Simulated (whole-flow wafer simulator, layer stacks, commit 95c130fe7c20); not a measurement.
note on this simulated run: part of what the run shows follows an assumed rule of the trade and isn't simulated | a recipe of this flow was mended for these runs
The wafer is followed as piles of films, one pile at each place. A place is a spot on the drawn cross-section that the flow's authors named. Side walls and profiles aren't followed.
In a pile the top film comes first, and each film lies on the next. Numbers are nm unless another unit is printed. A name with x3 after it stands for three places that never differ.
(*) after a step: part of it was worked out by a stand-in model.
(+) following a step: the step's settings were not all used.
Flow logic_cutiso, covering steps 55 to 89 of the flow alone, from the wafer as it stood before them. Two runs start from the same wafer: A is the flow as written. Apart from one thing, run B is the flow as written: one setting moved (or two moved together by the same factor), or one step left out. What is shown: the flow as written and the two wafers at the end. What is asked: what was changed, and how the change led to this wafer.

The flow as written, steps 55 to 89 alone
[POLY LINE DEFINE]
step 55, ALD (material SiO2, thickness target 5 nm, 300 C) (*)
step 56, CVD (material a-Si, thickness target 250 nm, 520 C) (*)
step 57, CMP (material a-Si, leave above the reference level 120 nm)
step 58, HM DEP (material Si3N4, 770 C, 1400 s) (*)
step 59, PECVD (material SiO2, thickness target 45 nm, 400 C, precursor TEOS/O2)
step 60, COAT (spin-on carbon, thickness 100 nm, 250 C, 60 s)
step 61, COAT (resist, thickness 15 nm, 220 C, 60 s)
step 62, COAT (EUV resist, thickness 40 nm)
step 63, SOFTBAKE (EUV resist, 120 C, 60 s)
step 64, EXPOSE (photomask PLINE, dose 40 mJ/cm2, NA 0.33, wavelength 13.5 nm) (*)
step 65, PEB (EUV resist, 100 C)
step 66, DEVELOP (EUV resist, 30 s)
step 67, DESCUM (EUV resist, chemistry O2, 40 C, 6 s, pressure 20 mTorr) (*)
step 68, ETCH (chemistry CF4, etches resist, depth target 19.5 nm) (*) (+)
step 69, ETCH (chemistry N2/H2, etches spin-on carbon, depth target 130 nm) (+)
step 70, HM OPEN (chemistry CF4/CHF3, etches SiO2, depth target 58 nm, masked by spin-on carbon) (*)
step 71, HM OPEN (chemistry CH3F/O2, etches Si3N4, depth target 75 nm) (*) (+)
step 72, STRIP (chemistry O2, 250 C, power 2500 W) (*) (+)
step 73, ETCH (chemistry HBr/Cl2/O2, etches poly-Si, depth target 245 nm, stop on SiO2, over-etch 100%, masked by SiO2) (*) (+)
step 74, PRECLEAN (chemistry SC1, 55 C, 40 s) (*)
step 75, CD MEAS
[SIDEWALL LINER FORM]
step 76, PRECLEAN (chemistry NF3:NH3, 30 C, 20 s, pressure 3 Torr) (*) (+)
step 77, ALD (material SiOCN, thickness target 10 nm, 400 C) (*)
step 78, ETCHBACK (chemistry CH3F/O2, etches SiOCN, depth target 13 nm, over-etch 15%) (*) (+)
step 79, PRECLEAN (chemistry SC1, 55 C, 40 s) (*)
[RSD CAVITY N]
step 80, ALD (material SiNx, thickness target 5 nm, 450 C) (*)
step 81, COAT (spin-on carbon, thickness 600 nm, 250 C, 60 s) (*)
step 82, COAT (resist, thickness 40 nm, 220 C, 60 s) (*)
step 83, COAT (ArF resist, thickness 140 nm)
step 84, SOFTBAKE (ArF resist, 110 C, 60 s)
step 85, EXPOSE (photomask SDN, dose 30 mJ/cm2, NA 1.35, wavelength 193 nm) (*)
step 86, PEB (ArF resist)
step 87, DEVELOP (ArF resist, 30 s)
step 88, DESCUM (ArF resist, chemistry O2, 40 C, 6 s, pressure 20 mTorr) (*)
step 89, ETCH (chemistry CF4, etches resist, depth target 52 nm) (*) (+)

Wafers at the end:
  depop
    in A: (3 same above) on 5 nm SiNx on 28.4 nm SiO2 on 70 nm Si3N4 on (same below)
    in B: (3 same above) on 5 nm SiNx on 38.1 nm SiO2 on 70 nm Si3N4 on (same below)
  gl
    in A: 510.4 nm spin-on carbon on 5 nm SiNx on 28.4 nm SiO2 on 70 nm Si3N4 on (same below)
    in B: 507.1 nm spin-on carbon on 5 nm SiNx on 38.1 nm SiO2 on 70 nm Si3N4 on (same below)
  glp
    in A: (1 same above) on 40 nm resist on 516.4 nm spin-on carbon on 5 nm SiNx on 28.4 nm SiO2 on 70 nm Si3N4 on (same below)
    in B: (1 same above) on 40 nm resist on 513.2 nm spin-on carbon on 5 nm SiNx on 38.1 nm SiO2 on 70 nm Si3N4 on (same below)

What caused this: step 59, PECVD: thickness target 54.7 nm was run, though the flow has thickness target 45 nm.

How this came from the change, step by step:
  step 59, PECVD (material SiO2, thickness target 45 nm, 400 C, precursor TEOS/O2)
      depop, dpovl x3, gfld and 17 more: A +45 SiO2 (new film) | B +54.7 SiO2 (new film)
  step 70, HM OPEN (chemistry CF4/CHF3, etches SiO2, depth target 58 nm, masked by spin-on carbon) (*)
      iso, lnr, lnri and 6 more: A -43.2 SiO2 (all of it), -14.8 Si3N4 | B -52.9 SiO2 (all of it), -5.09 Si3N4
  step 71, HM OPEN (chemistry CH3F/O2, etches Si3N4, depth target 75 nm) (*) (+)
      iso, lnr, lnri and 6 more: A -55.2 Si3N4 (all of it), -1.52 poly-Si | B -64.9 Si3N4 (all of it), -0.78 poly-Si
